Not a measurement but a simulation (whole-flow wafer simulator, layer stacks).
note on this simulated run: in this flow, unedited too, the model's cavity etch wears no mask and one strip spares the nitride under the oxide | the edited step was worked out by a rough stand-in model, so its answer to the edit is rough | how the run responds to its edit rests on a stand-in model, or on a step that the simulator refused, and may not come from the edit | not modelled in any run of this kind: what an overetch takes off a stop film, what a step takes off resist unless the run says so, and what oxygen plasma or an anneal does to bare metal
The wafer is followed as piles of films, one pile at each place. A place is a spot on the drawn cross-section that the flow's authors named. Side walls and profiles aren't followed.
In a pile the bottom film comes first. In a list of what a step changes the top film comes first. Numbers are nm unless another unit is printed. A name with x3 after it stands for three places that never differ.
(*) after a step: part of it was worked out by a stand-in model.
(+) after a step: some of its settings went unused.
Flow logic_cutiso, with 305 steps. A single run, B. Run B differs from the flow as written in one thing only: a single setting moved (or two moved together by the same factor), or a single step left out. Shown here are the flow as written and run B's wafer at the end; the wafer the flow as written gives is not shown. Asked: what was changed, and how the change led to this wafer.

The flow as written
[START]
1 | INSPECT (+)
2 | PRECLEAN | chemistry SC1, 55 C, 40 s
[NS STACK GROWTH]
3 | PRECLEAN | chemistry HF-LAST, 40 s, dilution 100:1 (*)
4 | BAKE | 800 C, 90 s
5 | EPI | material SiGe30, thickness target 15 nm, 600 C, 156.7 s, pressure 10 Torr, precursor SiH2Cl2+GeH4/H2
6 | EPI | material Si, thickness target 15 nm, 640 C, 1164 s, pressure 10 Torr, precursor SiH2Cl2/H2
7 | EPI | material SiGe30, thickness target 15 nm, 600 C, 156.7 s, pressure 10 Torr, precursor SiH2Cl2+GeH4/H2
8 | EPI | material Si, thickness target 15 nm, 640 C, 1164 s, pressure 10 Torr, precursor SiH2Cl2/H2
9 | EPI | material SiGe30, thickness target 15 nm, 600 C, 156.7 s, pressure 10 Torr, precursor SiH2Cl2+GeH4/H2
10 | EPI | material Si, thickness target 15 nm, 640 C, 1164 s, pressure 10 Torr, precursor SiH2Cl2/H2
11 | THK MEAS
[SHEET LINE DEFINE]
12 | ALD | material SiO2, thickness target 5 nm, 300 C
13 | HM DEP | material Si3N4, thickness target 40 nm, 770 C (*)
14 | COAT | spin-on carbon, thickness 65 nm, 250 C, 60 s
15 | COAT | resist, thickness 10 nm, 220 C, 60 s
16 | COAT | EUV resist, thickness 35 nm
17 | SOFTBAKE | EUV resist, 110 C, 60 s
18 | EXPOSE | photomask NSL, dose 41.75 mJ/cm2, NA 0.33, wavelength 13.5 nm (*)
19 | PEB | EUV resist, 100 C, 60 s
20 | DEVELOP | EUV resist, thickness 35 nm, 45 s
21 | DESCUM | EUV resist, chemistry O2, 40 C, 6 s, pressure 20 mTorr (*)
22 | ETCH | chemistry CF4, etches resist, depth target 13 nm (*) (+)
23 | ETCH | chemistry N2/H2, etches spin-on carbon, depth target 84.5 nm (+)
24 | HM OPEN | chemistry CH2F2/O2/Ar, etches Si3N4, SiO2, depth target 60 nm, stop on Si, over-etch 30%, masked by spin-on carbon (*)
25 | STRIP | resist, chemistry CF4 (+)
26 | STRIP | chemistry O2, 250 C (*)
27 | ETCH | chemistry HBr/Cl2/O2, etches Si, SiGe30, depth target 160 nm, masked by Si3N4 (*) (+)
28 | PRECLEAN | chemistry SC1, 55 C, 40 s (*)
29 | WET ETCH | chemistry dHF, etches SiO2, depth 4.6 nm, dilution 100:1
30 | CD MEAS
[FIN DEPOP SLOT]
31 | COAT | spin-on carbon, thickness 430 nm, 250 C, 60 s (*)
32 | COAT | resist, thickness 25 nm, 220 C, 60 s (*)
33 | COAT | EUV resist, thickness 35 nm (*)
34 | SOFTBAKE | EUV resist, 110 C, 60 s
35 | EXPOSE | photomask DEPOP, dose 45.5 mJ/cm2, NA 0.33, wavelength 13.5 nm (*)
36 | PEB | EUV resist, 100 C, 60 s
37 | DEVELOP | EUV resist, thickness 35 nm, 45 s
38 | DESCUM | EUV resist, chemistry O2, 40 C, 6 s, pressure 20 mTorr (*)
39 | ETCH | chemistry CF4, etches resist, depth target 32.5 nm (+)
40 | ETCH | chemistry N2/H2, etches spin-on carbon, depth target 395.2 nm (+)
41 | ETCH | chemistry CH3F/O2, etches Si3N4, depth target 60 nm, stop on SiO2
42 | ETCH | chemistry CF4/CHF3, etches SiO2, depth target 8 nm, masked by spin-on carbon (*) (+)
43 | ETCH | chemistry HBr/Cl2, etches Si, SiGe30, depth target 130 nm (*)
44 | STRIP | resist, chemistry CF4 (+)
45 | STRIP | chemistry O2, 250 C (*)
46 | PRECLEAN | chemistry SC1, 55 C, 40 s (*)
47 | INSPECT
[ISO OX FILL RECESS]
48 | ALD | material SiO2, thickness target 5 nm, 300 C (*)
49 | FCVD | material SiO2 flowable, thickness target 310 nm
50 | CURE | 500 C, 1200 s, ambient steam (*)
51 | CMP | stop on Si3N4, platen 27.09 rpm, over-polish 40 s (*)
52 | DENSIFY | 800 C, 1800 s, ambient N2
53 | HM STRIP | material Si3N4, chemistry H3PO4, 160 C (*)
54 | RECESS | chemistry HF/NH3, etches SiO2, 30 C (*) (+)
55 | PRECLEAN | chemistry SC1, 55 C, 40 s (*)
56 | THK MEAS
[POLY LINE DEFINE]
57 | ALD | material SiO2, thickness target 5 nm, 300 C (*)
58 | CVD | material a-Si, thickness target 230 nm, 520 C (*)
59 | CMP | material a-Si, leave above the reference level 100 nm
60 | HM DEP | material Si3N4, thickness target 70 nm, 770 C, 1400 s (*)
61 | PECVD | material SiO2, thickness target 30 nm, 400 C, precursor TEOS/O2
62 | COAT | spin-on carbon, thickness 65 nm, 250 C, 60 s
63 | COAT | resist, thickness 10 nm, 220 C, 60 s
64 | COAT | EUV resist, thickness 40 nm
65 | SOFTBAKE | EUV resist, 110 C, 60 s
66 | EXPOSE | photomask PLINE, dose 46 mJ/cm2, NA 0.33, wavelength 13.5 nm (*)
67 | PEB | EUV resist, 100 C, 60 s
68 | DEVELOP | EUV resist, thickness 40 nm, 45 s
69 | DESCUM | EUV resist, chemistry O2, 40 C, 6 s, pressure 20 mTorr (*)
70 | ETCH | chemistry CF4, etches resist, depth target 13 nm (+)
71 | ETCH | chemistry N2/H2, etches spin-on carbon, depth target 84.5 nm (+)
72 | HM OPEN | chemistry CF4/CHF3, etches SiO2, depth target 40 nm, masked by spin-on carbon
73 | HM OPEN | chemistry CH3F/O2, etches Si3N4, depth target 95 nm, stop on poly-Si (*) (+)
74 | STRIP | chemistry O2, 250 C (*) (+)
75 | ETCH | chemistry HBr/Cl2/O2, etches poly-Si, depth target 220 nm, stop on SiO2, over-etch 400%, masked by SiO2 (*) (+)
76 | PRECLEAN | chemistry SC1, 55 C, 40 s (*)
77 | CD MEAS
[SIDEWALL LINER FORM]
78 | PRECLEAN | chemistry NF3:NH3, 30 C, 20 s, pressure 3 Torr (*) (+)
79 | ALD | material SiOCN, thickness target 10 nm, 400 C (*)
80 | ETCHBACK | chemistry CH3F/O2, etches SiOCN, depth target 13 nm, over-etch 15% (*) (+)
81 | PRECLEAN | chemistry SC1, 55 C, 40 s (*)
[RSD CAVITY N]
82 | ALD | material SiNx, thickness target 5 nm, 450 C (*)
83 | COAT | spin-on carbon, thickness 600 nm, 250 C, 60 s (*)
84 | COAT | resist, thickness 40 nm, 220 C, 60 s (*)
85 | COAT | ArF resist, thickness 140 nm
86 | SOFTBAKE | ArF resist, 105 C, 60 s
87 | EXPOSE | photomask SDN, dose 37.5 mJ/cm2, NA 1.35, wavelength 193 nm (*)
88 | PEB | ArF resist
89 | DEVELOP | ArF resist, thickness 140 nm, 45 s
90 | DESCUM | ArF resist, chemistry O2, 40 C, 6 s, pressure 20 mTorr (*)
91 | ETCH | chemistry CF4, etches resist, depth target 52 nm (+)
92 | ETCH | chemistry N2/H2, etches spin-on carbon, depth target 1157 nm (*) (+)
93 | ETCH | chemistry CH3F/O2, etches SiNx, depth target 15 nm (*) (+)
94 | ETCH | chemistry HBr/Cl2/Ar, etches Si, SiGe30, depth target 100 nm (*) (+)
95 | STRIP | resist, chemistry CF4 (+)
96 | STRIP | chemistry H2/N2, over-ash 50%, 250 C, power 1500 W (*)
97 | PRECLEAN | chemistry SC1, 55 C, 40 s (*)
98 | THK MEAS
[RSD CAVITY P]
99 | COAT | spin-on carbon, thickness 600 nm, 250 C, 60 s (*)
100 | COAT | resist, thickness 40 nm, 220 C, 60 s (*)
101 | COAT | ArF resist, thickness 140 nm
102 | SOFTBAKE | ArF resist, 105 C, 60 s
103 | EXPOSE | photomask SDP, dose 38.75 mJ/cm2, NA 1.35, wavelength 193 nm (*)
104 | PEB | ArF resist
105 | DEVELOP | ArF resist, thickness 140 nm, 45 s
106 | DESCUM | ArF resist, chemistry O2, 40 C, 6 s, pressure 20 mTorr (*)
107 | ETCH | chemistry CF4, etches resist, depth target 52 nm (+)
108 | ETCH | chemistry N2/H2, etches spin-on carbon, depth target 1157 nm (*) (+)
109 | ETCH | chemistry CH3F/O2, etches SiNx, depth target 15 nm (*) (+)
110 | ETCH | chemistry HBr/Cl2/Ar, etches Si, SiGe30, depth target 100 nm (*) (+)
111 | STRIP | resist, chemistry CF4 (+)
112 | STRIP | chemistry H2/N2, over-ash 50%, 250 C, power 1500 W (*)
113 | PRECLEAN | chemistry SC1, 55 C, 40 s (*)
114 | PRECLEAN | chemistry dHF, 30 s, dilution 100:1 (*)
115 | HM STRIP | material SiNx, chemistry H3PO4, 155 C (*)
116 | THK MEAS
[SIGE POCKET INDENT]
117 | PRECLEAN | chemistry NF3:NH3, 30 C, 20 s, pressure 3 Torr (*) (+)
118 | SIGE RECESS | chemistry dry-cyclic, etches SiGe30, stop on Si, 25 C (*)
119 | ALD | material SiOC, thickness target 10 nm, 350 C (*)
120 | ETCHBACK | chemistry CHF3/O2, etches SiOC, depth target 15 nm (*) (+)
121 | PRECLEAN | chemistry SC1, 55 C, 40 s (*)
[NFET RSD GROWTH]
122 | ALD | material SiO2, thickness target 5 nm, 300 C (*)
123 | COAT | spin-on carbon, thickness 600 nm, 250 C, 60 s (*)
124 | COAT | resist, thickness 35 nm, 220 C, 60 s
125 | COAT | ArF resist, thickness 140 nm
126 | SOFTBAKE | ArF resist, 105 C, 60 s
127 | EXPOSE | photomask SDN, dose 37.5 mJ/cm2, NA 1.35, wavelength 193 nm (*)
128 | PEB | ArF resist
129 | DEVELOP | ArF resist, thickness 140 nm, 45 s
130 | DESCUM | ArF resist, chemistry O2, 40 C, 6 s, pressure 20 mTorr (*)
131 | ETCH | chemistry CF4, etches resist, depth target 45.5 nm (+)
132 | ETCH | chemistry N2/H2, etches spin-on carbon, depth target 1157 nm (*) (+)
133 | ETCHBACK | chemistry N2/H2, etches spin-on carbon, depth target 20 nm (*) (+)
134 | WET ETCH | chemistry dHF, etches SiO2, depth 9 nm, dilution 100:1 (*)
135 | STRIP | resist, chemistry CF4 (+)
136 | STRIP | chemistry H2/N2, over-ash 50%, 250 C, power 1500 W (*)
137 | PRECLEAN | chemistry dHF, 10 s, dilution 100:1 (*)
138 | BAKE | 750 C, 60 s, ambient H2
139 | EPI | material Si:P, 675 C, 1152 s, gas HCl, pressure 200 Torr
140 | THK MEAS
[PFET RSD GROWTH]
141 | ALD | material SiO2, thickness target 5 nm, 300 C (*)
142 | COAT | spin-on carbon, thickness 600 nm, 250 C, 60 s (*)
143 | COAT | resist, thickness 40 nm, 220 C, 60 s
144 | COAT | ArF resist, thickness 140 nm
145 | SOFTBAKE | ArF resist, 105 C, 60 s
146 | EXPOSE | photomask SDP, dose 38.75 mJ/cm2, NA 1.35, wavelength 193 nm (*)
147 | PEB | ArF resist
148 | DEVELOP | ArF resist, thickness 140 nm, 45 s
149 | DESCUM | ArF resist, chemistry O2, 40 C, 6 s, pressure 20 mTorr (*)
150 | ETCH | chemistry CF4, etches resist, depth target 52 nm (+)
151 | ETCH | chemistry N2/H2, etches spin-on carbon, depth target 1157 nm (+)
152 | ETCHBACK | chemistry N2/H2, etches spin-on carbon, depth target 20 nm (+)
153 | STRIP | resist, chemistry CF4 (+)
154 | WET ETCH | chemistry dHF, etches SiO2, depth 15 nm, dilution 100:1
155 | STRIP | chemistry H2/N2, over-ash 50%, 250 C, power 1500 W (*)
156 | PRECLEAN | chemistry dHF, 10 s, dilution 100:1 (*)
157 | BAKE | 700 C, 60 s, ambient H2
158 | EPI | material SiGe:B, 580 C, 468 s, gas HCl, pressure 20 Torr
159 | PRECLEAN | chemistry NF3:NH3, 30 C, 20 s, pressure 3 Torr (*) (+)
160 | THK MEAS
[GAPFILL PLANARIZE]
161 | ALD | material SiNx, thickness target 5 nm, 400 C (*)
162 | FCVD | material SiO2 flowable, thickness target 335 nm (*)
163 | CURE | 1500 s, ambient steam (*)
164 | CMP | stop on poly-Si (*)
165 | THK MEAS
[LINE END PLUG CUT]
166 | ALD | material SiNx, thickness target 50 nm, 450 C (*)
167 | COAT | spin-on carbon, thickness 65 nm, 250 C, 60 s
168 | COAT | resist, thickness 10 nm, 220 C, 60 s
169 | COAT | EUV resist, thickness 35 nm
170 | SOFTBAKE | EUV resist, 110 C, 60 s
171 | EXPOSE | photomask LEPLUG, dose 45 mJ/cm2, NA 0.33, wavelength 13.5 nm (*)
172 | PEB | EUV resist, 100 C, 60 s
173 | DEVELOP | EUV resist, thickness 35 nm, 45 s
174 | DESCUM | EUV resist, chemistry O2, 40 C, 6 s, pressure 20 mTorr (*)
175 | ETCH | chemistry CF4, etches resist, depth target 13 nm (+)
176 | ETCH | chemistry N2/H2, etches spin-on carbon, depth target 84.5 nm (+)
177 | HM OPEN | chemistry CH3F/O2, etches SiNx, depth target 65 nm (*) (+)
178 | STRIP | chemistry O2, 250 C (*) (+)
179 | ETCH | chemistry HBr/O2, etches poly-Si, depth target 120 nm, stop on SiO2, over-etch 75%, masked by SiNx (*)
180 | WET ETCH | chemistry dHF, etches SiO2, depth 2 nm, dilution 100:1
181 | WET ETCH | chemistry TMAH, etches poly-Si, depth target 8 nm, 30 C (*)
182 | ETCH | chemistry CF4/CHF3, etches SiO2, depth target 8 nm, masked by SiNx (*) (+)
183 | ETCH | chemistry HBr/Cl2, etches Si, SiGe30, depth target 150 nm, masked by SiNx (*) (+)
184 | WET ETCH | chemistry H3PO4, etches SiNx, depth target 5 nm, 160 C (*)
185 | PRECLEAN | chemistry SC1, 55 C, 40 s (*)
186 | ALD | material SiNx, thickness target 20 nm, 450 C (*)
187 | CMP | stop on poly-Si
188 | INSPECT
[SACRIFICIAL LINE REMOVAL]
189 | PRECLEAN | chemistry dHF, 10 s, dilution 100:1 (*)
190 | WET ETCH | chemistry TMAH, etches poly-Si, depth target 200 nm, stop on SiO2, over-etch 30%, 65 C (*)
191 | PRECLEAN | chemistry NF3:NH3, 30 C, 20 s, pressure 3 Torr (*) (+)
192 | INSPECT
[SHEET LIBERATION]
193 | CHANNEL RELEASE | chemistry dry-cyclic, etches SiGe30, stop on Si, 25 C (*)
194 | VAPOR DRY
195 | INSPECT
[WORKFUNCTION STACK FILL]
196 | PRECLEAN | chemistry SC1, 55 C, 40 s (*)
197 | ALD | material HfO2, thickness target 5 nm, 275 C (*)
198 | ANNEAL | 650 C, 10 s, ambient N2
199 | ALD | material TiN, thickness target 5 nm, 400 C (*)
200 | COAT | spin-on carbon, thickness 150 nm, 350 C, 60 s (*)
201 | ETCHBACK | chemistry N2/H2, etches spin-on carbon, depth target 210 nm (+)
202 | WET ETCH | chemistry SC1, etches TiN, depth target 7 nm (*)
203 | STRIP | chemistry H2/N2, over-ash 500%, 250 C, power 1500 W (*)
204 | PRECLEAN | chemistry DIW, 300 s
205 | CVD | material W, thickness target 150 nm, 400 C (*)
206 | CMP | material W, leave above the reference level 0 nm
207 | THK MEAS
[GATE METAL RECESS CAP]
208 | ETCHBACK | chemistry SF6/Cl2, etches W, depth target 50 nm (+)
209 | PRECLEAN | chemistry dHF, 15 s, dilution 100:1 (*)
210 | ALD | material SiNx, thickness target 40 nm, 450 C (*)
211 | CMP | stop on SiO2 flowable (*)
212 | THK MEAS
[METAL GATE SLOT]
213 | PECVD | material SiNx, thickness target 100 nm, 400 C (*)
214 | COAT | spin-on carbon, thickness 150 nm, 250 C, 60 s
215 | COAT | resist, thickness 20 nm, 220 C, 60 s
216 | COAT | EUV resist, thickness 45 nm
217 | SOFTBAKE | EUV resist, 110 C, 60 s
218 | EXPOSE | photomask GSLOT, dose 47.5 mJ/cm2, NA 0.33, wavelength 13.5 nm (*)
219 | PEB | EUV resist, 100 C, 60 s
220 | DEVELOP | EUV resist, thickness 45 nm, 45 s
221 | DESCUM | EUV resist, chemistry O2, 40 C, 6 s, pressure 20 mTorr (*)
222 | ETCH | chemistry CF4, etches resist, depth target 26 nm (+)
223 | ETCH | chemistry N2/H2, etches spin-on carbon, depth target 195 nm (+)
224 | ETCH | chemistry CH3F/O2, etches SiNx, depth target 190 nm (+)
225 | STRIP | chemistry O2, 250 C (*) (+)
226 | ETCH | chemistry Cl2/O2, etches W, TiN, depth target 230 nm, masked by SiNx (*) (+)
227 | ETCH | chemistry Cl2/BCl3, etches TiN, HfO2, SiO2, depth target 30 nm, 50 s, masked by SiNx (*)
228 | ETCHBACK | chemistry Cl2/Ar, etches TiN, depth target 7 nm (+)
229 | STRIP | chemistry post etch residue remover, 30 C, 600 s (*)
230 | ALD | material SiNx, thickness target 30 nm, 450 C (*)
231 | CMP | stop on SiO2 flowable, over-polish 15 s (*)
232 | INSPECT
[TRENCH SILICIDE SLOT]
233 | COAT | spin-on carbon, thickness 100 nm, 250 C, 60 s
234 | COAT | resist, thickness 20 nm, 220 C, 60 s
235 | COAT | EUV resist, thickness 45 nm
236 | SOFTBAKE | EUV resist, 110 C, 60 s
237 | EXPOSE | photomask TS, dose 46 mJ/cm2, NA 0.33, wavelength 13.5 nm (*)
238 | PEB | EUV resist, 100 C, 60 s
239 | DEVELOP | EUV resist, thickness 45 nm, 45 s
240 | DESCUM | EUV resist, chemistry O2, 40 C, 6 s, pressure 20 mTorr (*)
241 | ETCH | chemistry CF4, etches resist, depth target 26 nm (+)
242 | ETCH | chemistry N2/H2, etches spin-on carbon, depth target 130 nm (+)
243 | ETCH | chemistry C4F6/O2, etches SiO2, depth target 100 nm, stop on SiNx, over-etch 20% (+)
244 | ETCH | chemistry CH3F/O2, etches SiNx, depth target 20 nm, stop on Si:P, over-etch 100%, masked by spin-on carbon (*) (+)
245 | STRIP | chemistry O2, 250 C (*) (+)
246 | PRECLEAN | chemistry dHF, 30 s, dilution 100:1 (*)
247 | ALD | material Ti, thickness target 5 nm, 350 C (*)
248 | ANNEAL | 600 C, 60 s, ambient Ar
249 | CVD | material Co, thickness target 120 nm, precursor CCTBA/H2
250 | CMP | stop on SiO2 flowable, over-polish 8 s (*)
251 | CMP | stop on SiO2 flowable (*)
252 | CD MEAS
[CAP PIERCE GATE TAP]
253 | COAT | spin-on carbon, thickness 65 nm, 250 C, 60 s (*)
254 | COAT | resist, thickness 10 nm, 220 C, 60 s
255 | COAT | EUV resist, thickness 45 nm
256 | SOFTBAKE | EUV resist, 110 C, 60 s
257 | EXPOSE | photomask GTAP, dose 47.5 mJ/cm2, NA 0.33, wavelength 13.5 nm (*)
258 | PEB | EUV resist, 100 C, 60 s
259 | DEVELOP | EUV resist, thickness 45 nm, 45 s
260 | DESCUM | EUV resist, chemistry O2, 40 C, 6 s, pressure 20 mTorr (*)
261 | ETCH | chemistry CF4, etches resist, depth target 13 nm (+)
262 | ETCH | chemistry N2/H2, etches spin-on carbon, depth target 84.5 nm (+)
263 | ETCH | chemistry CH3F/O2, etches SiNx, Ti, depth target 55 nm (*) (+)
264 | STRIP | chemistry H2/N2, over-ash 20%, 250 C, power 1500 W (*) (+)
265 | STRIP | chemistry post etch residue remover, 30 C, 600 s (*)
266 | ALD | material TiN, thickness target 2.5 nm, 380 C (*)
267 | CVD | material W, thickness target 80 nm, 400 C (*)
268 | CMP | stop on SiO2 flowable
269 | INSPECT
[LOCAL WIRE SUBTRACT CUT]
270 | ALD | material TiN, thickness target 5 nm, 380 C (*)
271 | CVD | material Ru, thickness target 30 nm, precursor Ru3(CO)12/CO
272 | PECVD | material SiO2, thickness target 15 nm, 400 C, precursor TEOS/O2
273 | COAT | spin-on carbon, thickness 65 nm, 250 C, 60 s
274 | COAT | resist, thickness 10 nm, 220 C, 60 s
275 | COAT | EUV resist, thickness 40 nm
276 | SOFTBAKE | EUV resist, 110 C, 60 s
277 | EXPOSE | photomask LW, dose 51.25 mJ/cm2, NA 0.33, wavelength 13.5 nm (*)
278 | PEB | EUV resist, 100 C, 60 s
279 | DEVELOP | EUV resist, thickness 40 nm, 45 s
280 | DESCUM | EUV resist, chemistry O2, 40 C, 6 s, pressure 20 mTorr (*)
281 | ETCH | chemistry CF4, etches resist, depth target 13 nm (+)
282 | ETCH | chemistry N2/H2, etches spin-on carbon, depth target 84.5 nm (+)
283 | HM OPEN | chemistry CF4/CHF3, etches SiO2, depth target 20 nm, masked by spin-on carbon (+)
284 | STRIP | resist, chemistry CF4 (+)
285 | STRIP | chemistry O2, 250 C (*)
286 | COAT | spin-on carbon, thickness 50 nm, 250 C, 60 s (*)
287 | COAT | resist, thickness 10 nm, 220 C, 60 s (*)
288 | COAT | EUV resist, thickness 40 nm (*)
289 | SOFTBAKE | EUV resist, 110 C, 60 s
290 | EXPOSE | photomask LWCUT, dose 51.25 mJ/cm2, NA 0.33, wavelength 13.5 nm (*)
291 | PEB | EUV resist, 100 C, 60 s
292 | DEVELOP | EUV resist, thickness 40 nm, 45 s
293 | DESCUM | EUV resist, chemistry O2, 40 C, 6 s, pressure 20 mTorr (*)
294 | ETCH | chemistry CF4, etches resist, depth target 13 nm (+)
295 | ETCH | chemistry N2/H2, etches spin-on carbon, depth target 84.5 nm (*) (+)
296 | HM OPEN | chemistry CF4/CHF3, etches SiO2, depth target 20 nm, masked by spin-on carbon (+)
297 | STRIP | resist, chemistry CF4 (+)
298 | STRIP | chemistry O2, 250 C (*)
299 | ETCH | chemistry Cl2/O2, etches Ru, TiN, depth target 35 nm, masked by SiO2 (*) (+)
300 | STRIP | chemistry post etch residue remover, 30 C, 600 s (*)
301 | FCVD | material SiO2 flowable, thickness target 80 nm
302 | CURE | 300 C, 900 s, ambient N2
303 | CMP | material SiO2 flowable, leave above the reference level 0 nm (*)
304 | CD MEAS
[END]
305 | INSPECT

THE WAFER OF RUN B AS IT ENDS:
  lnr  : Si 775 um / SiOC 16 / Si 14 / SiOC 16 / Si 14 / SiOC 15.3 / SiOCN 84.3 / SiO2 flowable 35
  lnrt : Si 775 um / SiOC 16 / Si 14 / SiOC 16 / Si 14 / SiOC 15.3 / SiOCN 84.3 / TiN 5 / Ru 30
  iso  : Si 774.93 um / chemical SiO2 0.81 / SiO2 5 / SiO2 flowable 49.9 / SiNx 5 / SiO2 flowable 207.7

The reason: step 75, ETCH: depth target 297 nm was run, though the flow has depth target 220 nm.

How this came from the change, step by step:
  75 | ETCH | chemistry HBr/Cl2/O2, etches poly-Si, depth target 220 nm, stop on SiO2, over-etch 400%, masked by SiO2 (*) (+)
      lnr, lnrp, lnrt, rsdn, rsdp, rsdw, rsdx: chemical SiO2 loses 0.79 (all of it), poly-Si loses 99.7 (all of it), SiO2 loses 5 (all of it), chemical SiO2 loses 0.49 (all of it), Si loses 13.9 (all of it) (it would be, as written: chemical SiO2 loses 0.79 (all of it), poly-Si loses 99.7 (all of it), SiO2 loses 5 (all of it))
      iso, lnri: chemical SiO2 loses 0.79 (all of it), poly-Si loses 189.1 (all of it), SiO2 loses 5 (all of it), SiO2 flowable loses 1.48 (it would be, as written: chemical SiO2 loses 0.79 (all of it), poly-Si loses 189.1 (all of it), SiO2 loses 4.55)
  80 | ETCHBACK | chemistry CH3F/O2, etches SiOCN, depth target 13 nm, over-etch 15% (*) (+)
      rsdn, rsdp, rsdw, rsdx: SiOCN loses 10 (all of it), SiGe30 loses 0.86 (it would be, as written: SiOCN loses 10 (all of it), Si loses 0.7)
      lnr, lnrp, lnrt: SiOCN gains 189.1 (it would be, as written: SiOCN gains 175.1)
  94 | ETCH | chemistry HBr/Cl2/Ar, etches Si, SiGe30, depth target 100 nm (*) (+)
      rsdn, rsdx: chemical SiO2 loses 0.49 (all of it), SiGe30 loses 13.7 (all of it), Si loses 15 (all of it), SiGe30 loses 15 (all of it), Si loses 15 (all of it), SiGe30 loses 15 (all of it), Si loses 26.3 (it would be, as written: chemical SiO2 loses 0.49 (all of it), Si loses 12.8 (all of it), SiGe30 loses 15 (all of it), Si loses 15 (all of it), SiGe30 loses 15 (all of it), Si loses 15 (all of it), SiGe30 loses 15 (all of it), Si loses 12.2)
  110 | ETCH | chemistry HBr/Cl2/Ar, etches Si, SiGe30, depth target 100 nm (*) (+)
      rsdp, rsdw: chemical SiO2 loses 0.49 (all of it), SiGe30 loses 13.7 (all of it), Si loses 15 (all of it), SiGe30 loses 15 (all of it), Si loses 15 (all of it), SiGe30 loses 15 (all of it), Si loses 26.3 (it would be, as written: chemical SiO2 loses 0.49 (all of it), Si loses 12.8 (all of it), SiGe30 loses 15 (all of it), Si loses 15 (all of it), SiGe30 loses 15 (all of it), Si loses 15 (all of it), SiGe30 loses 15 (all of it), Si loses 12.2)
  118 | SIGE RECESS | chemistry dry-cyclic, etches SiGe30, stop on Si, 25 C (*)
      lnr, lnrp, lnrt: SiOCN loses 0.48, cavity gains 15.3 (new film), SiGe30 loses 14.8 (all of it), Si loses 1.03, cavity gains 16 (new film), SiGe30 loses 15 (all of it), Si loses 1.03, cavity gains 16 (new film), SiGe30 loses 15 (all of it), Si loses 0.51 (it would be, as written: SiOCN loses 0.48, Si loses 0.51, cavity gains 16 (new film), SiGe30 loses 15 (all of it), Si loses 1.03, cavity gains 16 (new film), SiGe30 loses 15 (all of it), Si loses 1.03, cavity gains 16 (new film), SiGe30 loses 15 (all of it), Si loses 0.51)
  119 | ALD | material SiOC, thickness target 10 nm, 350 C (*)
      lnr, lnrp, lnrt: SiOC gains 10 (new film), SiOC gains 15.3 (new film), cavity loses 15.3 (all of it), SiOC gains 16 (new film), cavity loses 16 (all of it), SiOC gains 16 (new film), cavity loses 16 (all of it) (it would be, as written: SiOC gains 10 (new film), SiOC gains 16 (new film), cavity loses 16 (all of it), SiOC gains 16 (new film), cavity loses 16 (all of it), SiOC gains 16 (new film), cavity loses 16 (all of it))
  135 | STRIP | resist, chemistry CF4 (+)
      gl: Si3N4 loses 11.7 (it would be, as written: Si3N4 loses 12.3)
  139 | EPI | material Si:P, 675 C, 1152 s, gas HCl, pressure 200 Torr
      rsdn, rsdx: Si:P gains 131 (new film) (it would be, as written: Si:P gains 116.9 (new film))
  141 | ALD | material SiO2, thickness target 5 nm, 300 C (*)
      gxn: SiO2 gains 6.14 (new film) (it would be, as written: SiO2 gains 10.1 (new film))
  158 | EPI | material SiGe:B, 580 C, 468 s, gas HCl, pressure 20 Torr
      rsdp, rsdw: SiGe:B gains 131 (new film) (it would be, as written: SiGe:B gains 116.8 (new film))
  159 | PRECLEAN | chemistry NF3:NH3, 30 C, 20 s, pressure 3 Torr (*) (+)
      gxn: SiO2 loses 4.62 (all of it), Si3N4 loses 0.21 (it would be, as written: SiO2 loses 7.5)
  164 | CMP | stop on poly-Si (*)
      gxn: SiO2 flowable loses 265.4 (all of it), SiNx loses 5 (all of it), Si3N4 loses 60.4 (all of it) (it would be, as written: SiO2 flowable loses 264.5 (all of it), SiNx loses 5 (all of it), SiO2 loses 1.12 (all of it), Si3N4 loses 60.3 (all of it))
